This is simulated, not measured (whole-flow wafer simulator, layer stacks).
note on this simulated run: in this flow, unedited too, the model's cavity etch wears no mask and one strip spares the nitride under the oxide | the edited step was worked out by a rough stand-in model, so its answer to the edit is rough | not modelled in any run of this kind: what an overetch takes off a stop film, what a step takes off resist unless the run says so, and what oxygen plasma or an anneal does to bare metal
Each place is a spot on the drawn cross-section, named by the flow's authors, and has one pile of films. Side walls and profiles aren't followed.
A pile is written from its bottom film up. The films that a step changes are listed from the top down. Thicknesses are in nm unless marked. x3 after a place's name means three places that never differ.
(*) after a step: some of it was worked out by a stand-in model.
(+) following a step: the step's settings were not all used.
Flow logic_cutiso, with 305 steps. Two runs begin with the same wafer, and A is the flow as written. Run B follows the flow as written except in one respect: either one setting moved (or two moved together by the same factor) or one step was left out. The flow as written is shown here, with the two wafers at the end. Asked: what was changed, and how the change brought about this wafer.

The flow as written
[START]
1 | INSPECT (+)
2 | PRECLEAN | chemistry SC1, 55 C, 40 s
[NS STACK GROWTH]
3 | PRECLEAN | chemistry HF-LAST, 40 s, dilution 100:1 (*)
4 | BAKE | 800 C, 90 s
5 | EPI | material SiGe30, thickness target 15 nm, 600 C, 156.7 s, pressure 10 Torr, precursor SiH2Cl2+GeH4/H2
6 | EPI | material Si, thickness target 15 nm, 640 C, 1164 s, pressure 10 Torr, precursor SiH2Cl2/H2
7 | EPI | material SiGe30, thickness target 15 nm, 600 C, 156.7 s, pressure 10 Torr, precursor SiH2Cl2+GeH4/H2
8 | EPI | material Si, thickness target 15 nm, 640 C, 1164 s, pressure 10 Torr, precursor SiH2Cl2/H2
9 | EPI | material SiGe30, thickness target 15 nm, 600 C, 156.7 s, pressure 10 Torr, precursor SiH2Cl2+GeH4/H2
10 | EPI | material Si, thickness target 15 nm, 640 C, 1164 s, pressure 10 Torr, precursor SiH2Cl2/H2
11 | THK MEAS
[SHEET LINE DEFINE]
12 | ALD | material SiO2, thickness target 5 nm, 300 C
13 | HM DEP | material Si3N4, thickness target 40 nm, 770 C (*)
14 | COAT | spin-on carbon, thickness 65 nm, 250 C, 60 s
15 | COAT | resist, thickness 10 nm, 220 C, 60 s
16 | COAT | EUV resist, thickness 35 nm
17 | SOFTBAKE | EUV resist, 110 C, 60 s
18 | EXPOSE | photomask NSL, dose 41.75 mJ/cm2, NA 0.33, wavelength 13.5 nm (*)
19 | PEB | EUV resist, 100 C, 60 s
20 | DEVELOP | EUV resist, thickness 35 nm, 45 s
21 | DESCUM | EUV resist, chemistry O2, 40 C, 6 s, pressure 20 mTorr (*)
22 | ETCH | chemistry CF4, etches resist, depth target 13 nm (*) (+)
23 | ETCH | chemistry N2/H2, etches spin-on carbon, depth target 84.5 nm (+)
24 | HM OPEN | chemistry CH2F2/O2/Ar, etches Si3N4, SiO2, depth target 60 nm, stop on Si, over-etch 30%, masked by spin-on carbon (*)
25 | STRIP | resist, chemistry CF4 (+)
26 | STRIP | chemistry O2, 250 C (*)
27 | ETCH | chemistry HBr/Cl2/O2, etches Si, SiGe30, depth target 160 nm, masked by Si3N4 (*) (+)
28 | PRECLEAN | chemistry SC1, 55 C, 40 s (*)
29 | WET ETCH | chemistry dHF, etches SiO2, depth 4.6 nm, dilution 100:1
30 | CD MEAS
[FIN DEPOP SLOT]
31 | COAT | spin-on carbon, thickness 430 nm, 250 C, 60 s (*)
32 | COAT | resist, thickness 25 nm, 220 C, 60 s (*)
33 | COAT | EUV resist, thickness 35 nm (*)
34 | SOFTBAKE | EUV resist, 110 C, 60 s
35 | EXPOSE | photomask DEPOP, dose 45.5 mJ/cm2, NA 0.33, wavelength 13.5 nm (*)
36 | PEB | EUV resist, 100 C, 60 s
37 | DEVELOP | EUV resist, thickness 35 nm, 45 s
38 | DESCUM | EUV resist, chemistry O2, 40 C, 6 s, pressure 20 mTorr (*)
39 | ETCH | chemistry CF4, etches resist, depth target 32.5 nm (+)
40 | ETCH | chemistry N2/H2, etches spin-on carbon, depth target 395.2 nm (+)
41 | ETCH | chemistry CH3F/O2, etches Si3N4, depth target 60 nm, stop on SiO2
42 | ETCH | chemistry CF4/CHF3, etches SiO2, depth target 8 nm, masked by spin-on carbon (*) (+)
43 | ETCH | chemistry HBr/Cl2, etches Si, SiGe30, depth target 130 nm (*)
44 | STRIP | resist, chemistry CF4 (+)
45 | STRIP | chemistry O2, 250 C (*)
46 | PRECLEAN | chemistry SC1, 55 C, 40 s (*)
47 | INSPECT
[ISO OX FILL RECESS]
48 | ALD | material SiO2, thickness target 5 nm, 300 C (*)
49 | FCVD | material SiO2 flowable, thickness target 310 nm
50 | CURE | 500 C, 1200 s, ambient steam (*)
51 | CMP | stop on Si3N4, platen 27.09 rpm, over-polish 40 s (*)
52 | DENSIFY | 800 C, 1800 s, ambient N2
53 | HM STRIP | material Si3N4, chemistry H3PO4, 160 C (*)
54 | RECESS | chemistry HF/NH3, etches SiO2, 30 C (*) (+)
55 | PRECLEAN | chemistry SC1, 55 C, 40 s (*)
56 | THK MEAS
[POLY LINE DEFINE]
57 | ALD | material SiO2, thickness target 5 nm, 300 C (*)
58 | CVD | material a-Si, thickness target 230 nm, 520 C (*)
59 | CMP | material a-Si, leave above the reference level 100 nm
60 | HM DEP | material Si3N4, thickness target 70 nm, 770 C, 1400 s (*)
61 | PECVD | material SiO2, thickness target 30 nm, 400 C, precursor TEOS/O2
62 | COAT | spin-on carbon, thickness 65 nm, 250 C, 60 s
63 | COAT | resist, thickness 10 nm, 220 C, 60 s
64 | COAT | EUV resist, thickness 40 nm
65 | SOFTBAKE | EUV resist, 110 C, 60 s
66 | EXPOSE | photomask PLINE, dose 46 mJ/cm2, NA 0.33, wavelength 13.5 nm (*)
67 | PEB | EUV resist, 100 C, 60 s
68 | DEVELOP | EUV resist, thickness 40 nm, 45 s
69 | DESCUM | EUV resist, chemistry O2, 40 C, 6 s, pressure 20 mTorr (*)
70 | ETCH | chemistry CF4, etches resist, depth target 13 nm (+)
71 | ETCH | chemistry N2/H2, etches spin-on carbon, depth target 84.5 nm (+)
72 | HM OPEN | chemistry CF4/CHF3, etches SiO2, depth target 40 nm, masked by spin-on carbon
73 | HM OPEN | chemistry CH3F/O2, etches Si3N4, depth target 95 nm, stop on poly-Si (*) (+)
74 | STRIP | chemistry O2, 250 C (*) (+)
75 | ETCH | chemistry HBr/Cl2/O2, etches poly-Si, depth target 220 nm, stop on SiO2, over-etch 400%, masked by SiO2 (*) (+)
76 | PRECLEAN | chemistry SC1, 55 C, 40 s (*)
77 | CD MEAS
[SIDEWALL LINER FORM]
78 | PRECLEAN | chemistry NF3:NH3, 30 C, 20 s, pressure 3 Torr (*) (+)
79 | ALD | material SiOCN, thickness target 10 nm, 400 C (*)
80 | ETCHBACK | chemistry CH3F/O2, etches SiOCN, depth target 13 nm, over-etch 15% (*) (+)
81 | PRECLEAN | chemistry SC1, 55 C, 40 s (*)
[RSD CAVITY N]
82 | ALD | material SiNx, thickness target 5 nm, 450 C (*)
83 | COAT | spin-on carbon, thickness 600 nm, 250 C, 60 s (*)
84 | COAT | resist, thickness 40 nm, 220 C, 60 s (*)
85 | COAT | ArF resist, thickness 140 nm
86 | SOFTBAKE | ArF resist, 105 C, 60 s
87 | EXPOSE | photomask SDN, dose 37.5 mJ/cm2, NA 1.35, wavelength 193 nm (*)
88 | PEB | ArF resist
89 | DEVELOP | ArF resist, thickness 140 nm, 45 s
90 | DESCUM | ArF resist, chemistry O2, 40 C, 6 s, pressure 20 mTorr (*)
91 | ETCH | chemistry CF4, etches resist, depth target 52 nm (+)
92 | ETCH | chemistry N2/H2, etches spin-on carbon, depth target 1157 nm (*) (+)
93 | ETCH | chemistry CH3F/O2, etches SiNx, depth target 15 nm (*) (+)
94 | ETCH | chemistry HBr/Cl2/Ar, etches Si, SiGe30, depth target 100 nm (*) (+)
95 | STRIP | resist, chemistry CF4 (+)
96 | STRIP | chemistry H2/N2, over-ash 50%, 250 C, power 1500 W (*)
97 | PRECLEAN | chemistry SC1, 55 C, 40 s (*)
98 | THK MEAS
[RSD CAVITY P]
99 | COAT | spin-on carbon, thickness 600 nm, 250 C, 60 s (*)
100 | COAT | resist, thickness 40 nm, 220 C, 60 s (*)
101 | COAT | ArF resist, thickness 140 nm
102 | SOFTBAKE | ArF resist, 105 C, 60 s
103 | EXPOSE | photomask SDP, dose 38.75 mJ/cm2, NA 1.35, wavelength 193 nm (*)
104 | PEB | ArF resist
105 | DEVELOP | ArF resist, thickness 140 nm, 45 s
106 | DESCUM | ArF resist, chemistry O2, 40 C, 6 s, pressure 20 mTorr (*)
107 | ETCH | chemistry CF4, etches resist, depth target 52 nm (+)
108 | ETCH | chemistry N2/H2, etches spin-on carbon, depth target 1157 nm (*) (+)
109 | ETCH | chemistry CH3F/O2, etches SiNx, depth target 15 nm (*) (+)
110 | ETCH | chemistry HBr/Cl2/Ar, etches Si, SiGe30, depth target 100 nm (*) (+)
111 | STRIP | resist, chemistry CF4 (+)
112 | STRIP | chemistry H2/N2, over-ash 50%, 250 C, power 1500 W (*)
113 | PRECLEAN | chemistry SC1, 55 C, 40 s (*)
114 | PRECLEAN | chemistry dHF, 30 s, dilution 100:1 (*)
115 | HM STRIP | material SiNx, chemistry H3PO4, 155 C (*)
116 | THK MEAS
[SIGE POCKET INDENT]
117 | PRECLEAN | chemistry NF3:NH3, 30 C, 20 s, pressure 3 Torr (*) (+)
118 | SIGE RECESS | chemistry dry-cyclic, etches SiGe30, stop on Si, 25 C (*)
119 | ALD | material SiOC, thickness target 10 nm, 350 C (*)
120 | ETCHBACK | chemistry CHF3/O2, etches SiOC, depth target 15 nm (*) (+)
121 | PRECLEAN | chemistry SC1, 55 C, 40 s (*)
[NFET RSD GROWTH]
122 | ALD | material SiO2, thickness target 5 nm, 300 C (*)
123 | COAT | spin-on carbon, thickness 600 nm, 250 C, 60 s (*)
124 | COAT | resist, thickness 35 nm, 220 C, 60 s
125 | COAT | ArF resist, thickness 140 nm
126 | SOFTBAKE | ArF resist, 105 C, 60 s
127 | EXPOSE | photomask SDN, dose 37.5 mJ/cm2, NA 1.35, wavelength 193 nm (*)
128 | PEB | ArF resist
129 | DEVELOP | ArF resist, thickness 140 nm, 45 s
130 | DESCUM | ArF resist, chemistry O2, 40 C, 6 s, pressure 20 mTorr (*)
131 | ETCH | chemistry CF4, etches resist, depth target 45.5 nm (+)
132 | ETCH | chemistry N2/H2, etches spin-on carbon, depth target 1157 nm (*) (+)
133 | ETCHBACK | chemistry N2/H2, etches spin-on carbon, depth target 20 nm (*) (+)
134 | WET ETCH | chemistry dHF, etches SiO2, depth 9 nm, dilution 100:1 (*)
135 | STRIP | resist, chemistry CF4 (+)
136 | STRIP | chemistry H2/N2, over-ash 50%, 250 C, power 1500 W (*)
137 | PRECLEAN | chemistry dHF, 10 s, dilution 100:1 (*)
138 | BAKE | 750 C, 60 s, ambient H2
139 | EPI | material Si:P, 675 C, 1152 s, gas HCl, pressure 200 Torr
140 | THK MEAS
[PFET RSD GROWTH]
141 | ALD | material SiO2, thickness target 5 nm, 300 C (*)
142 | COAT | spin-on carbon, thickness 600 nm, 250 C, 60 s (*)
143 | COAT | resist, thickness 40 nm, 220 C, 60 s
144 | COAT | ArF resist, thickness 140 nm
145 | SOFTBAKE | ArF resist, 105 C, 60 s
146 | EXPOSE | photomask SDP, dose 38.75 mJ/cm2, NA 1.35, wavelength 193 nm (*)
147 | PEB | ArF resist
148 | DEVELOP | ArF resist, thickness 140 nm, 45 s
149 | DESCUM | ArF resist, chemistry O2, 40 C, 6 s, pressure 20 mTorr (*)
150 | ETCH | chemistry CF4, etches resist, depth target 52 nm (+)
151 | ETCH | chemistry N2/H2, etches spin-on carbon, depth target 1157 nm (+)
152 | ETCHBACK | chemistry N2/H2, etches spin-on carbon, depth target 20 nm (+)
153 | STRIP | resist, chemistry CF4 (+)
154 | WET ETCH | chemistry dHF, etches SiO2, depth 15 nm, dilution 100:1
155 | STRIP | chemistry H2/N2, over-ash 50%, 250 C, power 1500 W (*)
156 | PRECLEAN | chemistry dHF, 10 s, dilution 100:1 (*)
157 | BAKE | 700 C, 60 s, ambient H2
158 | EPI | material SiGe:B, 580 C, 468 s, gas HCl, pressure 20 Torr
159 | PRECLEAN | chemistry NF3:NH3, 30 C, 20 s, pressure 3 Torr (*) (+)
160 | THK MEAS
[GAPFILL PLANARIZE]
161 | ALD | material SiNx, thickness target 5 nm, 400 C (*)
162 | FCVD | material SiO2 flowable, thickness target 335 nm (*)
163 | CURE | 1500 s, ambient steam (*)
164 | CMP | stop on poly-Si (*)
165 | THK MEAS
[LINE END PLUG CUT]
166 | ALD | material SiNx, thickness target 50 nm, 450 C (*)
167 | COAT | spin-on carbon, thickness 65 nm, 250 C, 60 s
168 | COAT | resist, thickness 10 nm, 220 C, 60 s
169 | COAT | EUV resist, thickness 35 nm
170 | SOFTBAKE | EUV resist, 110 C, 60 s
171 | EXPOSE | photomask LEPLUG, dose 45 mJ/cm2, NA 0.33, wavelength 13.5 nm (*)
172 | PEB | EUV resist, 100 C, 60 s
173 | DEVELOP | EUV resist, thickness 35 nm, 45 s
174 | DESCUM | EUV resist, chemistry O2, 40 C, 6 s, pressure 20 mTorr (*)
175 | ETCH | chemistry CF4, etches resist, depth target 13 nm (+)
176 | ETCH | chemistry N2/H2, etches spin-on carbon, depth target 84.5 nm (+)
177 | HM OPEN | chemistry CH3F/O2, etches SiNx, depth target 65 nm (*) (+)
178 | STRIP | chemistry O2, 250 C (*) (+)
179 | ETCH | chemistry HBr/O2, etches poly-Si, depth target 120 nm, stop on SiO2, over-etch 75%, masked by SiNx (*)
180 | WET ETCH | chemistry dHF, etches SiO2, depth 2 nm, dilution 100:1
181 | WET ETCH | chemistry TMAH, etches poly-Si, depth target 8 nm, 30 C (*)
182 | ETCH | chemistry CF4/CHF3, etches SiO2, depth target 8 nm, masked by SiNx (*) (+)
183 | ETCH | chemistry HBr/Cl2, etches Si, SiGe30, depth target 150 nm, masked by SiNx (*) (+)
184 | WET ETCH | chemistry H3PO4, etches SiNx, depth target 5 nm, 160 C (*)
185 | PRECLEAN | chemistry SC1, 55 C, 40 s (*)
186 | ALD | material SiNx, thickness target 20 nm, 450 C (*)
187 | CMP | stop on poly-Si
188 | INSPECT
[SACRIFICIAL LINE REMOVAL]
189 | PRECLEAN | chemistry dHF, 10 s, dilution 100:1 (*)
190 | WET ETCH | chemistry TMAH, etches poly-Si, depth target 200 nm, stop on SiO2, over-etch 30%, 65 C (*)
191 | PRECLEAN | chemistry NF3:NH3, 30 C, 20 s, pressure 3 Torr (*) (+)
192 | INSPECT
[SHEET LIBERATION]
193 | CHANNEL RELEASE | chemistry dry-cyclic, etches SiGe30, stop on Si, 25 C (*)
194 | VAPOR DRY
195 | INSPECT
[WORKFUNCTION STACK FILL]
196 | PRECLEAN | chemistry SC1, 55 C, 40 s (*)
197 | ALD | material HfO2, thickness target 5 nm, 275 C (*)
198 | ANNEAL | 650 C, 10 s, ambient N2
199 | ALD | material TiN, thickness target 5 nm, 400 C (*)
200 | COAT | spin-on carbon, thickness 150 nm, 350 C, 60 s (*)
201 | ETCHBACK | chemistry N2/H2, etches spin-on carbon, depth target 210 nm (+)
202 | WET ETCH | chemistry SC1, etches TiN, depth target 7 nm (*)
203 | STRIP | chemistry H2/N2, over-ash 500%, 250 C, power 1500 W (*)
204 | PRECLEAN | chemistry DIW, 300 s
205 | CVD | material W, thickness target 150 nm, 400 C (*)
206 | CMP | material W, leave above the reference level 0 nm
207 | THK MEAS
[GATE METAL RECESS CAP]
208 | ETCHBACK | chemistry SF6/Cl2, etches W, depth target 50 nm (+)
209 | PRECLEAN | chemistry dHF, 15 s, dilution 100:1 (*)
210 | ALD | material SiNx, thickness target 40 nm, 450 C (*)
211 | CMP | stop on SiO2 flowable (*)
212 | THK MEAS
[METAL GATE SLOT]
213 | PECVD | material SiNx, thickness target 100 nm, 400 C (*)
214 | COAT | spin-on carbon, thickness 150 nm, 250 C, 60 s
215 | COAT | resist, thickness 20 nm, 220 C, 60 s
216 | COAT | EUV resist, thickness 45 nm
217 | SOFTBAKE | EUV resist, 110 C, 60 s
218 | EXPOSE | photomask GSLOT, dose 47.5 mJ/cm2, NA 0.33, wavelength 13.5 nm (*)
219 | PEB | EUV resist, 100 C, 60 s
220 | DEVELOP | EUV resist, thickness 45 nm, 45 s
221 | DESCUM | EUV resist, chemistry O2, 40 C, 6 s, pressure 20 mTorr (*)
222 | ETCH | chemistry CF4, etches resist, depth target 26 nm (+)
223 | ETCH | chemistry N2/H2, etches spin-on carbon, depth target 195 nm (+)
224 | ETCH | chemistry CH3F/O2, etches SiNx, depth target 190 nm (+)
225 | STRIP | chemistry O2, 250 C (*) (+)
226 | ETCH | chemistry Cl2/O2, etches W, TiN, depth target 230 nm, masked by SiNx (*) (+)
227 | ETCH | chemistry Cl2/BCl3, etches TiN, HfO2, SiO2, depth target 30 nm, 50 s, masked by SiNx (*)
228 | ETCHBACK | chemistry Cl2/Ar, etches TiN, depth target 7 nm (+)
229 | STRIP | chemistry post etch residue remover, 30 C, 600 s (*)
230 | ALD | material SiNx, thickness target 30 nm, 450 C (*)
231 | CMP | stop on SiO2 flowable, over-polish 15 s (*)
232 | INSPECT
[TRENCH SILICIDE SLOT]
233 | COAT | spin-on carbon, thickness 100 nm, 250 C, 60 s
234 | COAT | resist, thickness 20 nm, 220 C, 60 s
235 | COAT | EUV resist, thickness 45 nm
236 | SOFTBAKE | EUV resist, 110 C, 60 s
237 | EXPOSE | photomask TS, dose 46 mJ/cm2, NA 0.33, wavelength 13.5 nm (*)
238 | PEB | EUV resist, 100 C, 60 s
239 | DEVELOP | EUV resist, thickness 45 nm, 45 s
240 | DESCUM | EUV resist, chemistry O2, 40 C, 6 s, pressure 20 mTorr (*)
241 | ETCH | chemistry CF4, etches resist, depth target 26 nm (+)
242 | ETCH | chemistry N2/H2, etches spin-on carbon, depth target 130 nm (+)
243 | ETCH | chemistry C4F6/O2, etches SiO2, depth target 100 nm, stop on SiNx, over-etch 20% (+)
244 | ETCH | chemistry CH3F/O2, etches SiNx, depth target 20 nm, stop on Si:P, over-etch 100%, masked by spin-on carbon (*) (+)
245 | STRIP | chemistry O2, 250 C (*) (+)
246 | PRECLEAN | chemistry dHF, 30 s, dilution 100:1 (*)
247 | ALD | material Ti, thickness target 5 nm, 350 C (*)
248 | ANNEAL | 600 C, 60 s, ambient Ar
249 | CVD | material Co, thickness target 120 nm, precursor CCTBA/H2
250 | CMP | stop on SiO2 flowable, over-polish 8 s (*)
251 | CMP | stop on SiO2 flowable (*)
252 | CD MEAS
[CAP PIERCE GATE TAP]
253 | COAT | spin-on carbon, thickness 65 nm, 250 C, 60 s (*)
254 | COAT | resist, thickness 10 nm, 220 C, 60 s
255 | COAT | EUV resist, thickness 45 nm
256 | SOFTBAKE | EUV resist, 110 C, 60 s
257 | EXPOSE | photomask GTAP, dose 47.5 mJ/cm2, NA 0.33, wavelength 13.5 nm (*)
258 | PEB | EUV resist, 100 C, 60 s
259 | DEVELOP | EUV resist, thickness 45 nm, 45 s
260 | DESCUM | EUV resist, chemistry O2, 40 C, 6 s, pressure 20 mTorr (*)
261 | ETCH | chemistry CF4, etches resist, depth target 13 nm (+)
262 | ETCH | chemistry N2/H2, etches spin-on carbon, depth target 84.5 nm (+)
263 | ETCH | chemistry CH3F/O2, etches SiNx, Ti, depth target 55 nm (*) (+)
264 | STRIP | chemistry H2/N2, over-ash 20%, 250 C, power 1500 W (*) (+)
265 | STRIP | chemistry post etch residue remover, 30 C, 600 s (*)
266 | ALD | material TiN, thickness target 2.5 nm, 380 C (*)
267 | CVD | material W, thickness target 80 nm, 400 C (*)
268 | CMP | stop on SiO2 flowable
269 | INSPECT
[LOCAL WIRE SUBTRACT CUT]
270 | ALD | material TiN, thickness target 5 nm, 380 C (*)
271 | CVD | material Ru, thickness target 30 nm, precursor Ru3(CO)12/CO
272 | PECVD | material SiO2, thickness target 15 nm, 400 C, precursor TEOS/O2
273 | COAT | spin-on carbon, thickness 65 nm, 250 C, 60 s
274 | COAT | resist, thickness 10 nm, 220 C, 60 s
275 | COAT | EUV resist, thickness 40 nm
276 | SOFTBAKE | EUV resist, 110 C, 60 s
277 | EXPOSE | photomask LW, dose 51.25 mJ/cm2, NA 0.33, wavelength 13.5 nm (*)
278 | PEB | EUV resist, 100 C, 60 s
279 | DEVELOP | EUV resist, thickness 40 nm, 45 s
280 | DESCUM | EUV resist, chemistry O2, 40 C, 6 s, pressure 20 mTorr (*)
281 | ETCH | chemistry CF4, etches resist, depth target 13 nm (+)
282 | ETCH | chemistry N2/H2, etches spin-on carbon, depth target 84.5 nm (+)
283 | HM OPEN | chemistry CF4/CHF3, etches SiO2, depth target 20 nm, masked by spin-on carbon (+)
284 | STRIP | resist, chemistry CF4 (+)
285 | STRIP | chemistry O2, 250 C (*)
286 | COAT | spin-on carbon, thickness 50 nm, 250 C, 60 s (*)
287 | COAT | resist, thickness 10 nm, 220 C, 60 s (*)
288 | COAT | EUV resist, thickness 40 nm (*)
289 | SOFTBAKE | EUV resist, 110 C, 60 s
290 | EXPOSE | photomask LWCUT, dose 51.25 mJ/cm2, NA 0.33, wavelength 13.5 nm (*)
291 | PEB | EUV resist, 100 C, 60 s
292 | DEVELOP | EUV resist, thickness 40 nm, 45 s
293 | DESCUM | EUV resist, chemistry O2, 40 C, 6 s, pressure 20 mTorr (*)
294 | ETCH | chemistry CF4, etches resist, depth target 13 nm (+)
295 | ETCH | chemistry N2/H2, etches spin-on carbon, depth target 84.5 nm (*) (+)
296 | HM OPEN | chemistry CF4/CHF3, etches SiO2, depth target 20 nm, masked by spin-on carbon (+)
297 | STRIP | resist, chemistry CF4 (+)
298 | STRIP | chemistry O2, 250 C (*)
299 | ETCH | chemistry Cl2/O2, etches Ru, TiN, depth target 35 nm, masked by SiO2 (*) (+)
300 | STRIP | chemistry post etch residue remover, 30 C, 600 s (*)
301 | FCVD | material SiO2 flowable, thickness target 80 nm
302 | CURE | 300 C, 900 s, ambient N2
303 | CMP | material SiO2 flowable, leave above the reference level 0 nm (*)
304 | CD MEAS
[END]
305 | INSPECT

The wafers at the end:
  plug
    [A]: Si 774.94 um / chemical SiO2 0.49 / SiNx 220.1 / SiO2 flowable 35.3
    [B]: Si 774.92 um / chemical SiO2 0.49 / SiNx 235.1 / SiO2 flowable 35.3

The reason: step 183, ETCH: depth target 165 nm was run, whereas the flow has depth target 150 nm.

The path from the change to this, step by step:
  183 | ETCH | chemistry HBr/Cl2, etches Si, SiGe30, depth target 150 nm, masked by SiNx (*) (+)
      depop, dpovl, gfld and 18 more: A -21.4 SiNx | B -23.6 SiNx
      plug: A -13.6 Si (all of it), -15 SiGe30 (all of it), -15 Si (all of it), -15 SiGe30 (all of it), -15 Si (all of it), -15 SiGe30 (all of it), -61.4 Si | B -13.6 Si (all of it), -15 SiGe30 (all of it), -15 Si (all of it), -15 SiGe30 (all of it), -15 Si (all of it), -15 SiGe30 (all of it), -76.4 Si
  186 | ALD | material SiNx, thickness target 20 nm, 450 C (*)
      plug: A +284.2 SiNx (new film) | B +297 SiNx (new film)
  187 | CMP | stop on poly-Si
      depop, dpovl, gfld and 18 more: A -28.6 SiNx (all of it) | B -26.4 SiNx (all of it)
      plug: A -28.6 SiNx | B -26.4 SiNx
